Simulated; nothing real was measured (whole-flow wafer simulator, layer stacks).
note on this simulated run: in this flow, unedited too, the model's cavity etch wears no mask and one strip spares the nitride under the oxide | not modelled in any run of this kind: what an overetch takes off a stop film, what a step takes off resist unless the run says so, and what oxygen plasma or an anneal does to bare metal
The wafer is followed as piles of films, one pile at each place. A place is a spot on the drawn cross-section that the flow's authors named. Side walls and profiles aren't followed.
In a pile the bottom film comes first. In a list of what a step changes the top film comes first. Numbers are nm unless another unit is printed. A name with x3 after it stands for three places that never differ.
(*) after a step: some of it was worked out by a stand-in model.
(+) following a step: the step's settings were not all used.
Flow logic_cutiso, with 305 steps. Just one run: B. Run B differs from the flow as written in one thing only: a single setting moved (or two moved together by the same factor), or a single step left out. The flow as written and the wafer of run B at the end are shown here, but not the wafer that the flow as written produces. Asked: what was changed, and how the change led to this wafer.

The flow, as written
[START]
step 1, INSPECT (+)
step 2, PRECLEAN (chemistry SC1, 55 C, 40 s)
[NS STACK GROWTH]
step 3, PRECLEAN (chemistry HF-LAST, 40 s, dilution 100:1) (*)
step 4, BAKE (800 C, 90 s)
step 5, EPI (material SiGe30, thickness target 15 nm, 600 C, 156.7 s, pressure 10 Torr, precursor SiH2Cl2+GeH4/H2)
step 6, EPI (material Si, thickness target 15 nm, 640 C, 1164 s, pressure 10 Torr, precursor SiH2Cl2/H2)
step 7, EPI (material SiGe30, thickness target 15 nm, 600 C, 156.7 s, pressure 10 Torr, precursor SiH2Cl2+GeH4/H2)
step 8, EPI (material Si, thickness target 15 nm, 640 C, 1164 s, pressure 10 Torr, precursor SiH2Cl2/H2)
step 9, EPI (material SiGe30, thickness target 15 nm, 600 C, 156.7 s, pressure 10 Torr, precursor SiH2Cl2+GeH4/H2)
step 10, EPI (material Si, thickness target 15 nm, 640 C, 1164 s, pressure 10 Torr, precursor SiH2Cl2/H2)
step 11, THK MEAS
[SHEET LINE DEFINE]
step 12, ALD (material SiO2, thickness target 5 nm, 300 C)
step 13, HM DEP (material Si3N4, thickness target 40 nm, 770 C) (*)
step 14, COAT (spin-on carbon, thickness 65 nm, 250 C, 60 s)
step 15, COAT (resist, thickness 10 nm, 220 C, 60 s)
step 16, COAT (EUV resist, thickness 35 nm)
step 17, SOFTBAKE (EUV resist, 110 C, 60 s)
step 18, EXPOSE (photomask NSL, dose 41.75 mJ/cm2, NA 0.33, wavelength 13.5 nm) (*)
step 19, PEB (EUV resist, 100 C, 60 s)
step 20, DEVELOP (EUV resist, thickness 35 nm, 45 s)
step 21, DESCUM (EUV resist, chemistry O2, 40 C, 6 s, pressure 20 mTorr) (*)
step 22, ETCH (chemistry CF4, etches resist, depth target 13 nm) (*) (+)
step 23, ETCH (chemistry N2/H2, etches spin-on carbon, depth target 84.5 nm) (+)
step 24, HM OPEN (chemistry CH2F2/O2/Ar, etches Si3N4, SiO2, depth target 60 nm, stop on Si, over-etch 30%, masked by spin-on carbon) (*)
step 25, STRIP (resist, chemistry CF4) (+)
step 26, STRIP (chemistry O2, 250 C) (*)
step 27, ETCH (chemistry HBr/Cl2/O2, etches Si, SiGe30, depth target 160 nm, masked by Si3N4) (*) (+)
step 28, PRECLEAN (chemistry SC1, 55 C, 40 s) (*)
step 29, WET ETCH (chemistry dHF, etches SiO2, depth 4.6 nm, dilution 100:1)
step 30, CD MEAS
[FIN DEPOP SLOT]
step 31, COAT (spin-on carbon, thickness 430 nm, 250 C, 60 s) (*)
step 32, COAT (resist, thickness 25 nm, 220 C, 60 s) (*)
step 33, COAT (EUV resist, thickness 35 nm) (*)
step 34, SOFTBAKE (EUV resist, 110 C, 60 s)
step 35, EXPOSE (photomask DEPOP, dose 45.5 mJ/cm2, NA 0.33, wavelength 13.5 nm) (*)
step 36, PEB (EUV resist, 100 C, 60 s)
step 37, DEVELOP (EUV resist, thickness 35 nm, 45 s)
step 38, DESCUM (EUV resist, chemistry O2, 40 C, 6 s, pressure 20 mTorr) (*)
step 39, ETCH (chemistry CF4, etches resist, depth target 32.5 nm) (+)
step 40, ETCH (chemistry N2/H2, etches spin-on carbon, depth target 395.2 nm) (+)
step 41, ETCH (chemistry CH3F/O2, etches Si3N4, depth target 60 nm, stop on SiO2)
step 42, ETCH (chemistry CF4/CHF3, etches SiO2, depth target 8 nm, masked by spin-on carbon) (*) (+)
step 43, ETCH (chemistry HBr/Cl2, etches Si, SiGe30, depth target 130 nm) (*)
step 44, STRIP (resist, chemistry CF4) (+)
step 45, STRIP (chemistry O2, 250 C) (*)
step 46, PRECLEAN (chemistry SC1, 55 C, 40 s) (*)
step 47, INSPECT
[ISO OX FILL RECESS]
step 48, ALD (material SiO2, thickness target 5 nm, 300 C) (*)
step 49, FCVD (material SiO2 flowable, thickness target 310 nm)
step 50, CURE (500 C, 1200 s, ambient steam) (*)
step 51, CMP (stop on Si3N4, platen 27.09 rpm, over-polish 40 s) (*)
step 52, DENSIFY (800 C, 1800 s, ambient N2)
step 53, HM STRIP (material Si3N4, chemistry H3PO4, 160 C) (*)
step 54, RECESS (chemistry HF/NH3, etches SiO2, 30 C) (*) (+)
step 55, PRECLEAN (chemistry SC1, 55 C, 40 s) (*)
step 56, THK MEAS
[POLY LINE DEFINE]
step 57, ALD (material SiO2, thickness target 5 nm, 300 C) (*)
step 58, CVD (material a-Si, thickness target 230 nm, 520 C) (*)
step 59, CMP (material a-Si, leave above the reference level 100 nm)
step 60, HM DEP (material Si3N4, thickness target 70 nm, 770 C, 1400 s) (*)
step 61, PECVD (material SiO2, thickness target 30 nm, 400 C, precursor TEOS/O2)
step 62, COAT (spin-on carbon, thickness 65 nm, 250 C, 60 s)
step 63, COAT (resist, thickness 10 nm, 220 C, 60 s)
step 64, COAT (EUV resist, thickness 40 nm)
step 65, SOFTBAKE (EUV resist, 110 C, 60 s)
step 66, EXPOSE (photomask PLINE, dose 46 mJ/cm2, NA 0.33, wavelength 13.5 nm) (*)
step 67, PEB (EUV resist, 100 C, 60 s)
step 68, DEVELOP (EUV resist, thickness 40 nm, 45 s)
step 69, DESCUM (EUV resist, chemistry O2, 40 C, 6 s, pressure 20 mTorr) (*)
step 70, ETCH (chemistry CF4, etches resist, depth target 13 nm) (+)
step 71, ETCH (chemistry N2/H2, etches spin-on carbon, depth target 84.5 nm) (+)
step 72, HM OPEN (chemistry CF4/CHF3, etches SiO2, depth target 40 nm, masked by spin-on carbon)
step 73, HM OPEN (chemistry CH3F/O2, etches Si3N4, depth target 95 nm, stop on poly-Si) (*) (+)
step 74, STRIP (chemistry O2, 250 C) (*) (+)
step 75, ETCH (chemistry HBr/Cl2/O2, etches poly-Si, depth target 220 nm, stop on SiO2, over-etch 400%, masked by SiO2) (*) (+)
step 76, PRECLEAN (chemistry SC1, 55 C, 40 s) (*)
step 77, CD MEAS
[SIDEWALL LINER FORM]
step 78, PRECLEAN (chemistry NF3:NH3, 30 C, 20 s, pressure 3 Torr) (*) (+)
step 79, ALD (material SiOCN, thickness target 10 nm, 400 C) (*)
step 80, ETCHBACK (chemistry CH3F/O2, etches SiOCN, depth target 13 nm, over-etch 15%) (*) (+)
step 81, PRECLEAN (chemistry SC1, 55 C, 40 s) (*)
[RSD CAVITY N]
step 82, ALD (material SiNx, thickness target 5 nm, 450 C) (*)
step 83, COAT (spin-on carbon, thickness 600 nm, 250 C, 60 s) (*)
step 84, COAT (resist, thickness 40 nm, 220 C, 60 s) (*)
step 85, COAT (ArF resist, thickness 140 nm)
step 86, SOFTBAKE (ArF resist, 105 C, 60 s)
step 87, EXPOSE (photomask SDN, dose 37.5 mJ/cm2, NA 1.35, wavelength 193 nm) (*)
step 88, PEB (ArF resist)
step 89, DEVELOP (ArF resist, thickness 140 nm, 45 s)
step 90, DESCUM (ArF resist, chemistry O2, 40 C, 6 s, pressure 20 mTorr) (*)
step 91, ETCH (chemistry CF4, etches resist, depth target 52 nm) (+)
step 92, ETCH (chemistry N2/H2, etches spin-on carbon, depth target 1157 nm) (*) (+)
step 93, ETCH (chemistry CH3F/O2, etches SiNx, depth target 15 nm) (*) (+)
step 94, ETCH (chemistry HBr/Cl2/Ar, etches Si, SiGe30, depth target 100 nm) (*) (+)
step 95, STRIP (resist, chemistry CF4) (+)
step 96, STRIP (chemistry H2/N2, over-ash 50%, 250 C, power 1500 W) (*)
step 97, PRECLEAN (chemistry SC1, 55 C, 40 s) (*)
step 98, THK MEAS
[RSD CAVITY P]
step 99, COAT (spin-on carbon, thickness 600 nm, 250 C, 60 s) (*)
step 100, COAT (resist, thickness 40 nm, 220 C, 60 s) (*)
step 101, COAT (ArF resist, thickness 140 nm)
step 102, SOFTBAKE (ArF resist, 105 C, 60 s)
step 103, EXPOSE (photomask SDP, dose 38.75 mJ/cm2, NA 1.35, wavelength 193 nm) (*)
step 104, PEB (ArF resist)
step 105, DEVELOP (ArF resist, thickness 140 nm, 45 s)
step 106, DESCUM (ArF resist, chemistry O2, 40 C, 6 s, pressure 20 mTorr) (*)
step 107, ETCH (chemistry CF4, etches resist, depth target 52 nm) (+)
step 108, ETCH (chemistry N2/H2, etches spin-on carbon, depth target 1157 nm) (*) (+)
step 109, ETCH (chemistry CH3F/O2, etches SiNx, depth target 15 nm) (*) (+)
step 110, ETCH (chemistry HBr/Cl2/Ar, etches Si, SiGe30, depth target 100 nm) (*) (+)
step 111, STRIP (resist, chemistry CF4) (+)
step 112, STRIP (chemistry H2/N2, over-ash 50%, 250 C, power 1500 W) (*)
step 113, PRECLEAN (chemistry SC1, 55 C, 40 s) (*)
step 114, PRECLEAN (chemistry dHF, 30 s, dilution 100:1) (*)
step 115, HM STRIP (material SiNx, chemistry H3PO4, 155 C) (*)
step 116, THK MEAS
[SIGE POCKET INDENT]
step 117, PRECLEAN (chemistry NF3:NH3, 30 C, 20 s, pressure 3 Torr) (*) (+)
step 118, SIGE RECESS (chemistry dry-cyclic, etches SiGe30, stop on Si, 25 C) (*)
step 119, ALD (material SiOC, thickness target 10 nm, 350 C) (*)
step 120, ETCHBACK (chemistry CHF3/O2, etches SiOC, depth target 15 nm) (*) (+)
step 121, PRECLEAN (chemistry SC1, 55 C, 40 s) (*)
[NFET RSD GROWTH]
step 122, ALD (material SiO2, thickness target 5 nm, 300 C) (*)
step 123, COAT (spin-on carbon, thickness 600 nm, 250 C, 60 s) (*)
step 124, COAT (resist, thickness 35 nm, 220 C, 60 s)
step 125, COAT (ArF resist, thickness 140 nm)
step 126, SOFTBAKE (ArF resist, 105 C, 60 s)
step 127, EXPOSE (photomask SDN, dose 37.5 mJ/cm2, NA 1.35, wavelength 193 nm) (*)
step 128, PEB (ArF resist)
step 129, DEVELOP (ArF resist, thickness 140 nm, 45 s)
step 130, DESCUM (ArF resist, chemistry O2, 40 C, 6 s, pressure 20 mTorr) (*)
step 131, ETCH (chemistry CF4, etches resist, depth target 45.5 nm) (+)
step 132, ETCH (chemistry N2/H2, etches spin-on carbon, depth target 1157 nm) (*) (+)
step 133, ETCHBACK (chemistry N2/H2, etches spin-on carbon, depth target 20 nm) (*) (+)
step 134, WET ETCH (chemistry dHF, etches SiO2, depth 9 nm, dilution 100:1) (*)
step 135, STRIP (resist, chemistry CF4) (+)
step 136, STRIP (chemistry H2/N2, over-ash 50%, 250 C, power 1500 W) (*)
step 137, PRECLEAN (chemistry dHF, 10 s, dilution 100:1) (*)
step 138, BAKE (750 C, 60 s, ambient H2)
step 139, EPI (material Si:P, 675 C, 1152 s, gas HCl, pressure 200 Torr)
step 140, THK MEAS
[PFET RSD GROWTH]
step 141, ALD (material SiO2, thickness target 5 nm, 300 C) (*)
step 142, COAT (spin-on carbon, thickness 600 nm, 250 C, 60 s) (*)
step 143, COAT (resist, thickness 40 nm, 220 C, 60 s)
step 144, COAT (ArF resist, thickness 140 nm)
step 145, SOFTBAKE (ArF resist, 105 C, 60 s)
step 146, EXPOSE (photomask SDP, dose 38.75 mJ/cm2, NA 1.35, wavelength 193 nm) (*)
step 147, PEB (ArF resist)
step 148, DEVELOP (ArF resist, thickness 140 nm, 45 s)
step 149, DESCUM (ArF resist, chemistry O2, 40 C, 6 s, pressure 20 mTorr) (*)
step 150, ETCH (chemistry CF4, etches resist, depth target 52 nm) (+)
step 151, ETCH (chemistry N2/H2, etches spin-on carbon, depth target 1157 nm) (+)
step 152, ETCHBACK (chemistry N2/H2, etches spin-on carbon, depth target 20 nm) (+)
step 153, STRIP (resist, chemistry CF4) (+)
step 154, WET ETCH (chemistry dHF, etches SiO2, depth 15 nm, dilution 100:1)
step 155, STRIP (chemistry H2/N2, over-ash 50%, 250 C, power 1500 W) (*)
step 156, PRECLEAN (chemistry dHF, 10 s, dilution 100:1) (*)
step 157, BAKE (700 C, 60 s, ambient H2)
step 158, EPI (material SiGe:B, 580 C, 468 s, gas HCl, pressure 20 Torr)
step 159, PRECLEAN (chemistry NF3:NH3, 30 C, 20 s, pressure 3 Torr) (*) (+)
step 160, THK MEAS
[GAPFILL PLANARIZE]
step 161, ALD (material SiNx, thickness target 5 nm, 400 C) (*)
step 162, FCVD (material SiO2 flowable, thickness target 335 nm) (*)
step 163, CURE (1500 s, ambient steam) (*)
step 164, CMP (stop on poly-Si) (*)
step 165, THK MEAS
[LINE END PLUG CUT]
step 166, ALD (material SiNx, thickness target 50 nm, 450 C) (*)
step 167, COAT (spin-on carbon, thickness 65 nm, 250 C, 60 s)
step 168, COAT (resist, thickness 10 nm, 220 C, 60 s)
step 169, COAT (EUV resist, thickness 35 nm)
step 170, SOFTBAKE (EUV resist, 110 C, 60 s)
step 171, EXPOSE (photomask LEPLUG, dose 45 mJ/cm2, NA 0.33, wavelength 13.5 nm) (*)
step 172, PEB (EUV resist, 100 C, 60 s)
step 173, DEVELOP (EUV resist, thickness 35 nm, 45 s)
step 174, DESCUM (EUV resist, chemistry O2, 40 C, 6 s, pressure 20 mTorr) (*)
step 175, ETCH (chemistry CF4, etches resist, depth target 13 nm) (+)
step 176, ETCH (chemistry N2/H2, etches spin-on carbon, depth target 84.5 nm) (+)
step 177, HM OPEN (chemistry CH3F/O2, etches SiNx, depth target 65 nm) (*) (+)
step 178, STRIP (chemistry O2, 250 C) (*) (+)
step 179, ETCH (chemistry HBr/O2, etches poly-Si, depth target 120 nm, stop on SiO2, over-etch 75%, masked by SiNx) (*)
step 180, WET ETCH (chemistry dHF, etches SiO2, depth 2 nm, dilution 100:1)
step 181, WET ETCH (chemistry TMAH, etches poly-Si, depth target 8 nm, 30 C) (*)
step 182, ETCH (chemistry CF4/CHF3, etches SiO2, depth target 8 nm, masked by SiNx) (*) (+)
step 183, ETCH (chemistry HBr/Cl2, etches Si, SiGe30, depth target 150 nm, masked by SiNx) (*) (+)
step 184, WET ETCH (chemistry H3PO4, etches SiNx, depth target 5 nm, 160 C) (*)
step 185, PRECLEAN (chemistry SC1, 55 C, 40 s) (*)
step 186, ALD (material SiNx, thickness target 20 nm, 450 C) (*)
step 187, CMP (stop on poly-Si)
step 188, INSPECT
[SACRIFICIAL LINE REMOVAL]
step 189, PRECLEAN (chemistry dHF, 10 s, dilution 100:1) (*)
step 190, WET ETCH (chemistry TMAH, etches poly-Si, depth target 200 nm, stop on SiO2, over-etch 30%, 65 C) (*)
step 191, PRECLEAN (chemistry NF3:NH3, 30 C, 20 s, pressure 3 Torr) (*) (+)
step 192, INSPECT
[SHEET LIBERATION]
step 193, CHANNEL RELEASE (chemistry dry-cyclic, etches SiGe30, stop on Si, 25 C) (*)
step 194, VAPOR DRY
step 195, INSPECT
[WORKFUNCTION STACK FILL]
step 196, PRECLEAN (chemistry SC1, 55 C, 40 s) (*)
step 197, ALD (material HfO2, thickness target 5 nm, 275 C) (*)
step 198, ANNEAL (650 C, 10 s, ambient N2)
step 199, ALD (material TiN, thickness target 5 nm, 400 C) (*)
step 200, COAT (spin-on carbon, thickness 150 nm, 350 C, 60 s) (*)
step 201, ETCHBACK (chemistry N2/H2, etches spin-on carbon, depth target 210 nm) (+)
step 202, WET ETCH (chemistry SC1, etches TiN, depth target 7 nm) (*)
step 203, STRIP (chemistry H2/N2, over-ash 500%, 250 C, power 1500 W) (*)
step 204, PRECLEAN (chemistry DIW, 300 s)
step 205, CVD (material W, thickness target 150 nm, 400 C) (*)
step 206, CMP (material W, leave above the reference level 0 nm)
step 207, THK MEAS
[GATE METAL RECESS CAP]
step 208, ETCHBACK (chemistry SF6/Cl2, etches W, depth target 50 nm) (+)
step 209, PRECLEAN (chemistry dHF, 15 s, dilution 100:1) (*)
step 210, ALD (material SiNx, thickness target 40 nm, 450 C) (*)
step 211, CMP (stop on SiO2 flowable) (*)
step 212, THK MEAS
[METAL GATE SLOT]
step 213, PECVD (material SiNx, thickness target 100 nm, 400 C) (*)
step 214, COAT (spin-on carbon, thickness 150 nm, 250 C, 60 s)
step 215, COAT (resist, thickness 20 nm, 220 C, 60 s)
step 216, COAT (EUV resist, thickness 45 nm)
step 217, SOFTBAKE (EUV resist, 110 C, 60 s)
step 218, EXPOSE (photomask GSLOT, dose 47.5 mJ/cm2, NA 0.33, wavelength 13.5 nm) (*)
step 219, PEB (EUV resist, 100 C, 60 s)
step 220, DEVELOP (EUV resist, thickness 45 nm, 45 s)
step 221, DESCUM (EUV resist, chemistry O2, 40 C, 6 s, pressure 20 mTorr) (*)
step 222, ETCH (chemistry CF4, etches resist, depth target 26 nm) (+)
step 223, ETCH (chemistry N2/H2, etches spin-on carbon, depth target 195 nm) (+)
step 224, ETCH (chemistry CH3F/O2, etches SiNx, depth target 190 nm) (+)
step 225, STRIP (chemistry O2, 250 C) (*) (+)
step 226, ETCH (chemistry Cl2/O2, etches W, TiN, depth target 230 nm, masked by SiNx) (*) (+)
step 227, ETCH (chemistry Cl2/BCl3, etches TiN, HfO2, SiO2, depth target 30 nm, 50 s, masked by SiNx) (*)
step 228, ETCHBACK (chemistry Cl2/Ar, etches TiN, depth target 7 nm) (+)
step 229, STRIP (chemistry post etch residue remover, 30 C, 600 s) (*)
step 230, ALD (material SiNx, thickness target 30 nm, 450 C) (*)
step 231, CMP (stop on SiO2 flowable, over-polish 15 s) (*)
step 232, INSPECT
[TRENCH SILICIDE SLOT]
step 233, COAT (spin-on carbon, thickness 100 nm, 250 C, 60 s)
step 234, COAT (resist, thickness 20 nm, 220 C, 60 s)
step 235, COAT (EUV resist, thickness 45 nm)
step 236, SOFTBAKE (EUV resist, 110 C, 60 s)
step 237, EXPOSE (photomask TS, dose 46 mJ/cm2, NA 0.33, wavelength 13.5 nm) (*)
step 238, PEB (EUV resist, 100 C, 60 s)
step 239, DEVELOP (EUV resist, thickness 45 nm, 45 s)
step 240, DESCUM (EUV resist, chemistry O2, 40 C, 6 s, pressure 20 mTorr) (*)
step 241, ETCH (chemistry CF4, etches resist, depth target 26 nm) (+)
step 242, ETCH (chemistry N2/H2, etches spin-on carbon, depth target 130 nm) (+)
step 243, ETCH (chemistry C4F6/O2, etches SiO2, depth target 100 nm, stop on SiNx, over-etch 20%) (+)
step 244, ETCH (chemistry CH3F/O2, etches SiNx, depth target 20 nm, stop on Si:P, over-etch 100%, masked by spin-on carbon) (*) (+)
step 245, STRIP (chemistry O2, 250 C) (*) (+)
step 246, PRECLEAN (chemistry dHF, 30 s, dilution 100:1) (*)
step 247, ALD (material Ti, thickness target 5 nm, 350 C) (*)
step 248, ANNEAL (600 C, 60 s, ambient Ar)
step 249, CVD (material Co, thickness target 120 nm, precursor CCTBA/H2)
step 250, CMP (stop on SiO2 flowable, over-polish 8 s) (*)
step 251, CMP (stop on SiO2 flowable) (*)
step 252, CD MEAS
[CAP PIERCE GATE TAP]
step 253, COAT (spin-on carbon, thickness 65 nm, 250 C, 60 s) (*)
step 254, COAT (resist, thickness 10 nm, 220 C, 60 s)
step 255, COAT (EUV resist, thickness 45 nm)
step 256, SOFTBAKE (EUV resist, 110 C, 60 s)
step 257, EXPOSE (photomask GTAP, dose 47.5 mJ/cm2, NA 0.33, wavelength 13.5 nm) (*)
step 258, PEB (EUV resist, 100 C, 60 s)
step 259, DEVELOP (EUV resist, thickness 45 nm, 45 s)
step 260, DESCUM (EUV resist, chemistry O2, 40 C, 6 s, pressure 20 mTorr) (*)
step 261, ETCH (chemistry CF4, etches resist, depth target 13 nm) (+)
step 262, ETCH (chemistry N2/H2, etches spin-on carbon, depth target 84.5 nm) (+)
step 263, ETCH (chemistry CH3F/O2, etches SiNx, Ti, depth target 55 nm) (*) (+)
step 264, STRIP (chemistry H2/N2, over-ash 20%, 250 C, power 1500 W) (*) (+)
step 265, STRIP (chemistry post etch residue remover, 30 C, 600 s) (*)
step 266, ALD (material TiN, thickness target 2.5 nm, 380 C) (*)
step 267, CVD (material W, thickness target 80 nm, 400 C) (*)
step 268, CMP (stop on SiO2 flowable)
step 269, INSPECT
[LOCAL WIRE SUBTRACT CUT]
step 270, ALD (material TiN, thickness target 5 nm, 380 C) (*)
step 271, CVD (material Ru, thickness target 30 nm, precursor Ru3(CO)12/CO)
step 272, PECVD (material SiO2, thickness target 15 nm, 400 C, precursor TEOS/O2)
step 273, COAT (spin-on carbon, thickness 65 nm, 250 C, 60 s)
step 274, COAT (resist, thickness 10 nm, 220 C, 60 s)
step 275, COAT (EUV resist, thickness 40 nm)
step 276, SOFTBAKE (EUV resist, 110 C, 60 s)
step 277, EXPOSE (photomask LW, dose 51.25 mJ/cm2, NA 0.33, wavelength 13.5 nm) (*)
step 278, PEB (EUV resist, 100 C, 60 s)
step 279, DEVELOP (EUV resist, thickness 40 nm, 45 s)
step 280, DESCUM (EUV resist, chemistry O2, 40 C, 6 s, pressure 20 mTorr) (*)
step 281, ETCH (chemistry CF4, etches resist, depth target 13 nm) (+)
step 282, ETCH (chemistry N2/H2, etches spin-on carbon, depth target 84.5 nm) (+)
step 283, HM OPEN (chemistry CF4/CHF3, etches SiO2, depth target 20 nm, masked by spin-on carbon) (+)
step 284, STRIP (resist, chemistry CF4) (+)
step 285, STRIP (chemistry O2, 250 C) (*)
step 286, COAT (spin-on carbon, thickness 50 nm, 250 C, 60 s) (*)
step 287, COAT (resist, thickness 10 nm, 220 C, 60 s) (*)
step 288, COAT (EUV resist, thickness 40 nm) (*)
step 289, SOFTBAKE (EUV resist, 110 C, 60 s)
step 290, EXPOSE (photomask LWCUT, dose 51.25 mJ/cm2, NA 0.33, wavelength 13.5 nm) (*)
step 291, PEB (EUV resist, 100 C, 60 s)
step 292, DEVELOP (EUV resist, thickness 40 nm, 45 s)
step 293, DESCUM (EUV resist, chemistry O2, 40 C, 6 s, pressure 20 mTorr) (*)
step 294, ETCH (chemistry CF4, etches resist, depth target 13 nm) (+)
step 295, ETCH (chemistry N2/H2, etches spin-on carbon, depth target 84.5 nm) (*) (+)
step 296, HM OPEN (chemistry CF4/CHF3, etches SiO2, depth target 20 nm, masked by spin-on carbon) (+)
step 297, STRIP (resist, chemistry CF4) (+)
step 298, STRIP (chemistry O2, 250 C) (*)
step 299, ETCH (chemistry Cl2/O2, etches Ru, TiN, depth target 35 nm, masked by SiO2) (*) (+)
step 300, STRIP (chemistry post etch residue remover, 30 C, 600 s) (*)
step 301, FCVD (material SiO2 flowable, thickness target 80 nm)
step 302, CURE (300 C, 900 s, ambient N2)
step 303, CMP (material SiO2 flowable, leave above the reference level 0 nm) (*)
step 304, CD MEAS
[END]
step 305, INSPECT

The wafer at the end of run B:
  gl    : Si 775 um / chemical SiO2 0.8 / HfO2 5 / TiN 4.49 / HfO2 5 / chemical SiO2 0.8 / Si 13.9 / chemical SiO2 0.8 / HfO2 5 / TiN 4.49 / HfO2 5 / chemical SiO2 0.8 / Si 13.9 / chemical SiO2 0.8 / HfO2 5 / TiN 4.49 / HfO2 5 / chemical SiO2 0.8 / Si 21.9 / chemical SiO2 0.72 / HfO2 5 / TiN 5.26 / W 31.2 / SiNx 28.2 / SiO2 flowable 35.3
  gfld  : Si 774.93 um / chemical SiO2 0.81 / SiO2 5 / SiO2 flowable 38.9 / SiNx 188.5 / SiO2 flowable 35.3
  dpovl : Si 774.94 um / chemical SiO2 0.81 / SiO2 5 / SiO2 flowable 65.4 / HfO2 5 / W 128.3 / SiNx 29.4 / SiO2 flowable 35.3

What caused this: step 10, EPI: thickness target 24 nm was run, whereas the flow has thickness target 15 nm; step 10, EPI: 1863 s was run, where the flow has 1164 s.

Step by step, how the change led to this:
  step 10, EPI (material Si, thickness target 15 nm, 640 C, 1164 s, pressure 10 Torr, precursor SiH2Cl2/H2)
      depop, dpovl, gfld and 19 more: Si gains 24 (new film) (it would be, as written: Si gains 15 (new film))
  step 27, ETCH (chemistry HBr/Cl2/O2, etches Si, SiGe30, depth target 160 nm, masked by Si3N4) (*) (+)
      gfld, gxf, iso, lnri: chemical SiO2 loses 0.79 (all of it), Si loses 20.4 (all of it), SiGe30 loses 15 (all of it), Si loses 15 (all of it), SiGe30 loses 15 (all of it), Si loses 15 (all of it), SiGe30 loses 15 (all of it), Si loses 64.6 (it would be, as written: chemical SiO2 loses 0.79 (all of it), Si loses 11.4 (all of it), SiGe30 loses 15 (all of it), Si loses 15 (all of it), SiGe30 loses 15 (all of it), Si loses 15 (all of it), SiGe30 loses 15 (all of it), Si loses 73.6)
      dpovl, nsgap: chemical SiO2 loses 0.79 (all of it), Si loses 20.8 (all of it), SiGe30 loses 15 (all of it), Si loses 15 (all of it), SiGe30 loses 15 (all of it), Si loses 15 (all of it), SiGe30 loses 15 (all of it), Si loses 64.2 (it would be, as written: chemical SiO2 loses 0.79 (all of it), Si loses 11.8 (all of it), SiGe30 loses 15 (all of it), Si loses 15 (all of it), SiGe30 loses 15 (all of it), Si loses 15 (all of it), SiGe30 loses 15 (all of it), Si loses 73.2)
      (as well as at 1 more place)
  step 43, ETCH (chemistry HBr/Cl2, etches Si, SiGe30, depth target 130 nm) (*)
      depop: Si loses 23 (all of it), SiGe30 loses 15 (all of it), Si loses 15 (all of it), SiGe30 loses 15 (all of it), Si loses 15 (all of it), SiGe30 loses 15 (all of it), Si loses 32 (it would be, as written: Si loses 14 (all of it), SiGe30 loses 15 (all of it), Si loses 15 (all of it), SiGe30 loses 15 (all of it), Si loses 15 (all of it), SiGe30 loses 15 (all of it), Si loses 41)
  step 94, ETCH (chemistry HBr/Cl2/Ar, etches Si, SiGe30, depth target 100 nm) (*) (+)
      rsdn, rsdx: chemical SiO2 loses 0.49 (all of it), Si loses 21.8 (all of it), SiGe30 loses 15 (all of it), Si loses 15 (all of it), SiGe30 loses 15 (all of it), Si loses 15 (all of it), SiGe30 loses 15 (all of it), Si loses 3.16 (it would be, as written: chemical SiO2 loses 0.49 (all of it), Si loses 12.8 (all of it), SiGe30 loses 15 (all of it), Si loses 15 (all of it), SiGe30 loses 15 (all of it), Si loses 15 (all of it), SiGe30 loses 15 (all of it), Si loses 12.2)
  step 110, ETCH (chemistry HBr/Cl2/Ar, etches Si, SiGe30, depth target 100 nm) (*) (+)
      rsdp, rsdw: chemical SiO2 loses 0.49 (all of it), Si loses 21.8 (all of it), SiGe30 loses 15 (all of it), Si loses 15 (all of it), SiGe30 loses 15 (all of it), Si loses 15 (all of it), SiGe30 loses 15 (all of it), Si loses 3.16 (it would be, as written: chemical SiO2 loses 0.49 (all of it), Si loses 12.8 (all of it), SiGe30 loses 15 (all of it), Si loses 15 (all of it), SiGe30 loses 15 (all of it), Si loses 15 (all of it), SiGe30 loses 15 (all of it), Si loses 12.2)
  step 183, ETCH (chemistry HBr/Cl2, etches Si, SiGe30, depth target 150 nm, masked by SiNx) (*) (+)
      plug: Si loses 22.6 (all of it), SiGe30 loses 15 (all of it), Si loses 15 (all of it), SiGe30 loses 15 (all of it), Si loses 15 (all of it), SiGe30 loses 15 (all of it), Si loses 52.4 (it would be, as written: Si loses 13.6 (all of it), SiGe30 loses 15 (all of it), Si loses 15 (all of it), SiGe30 loses 15 (all of it), Si loses 15 (all of it), SiGe30 loses 15 (all of it), Si loses 61.4)
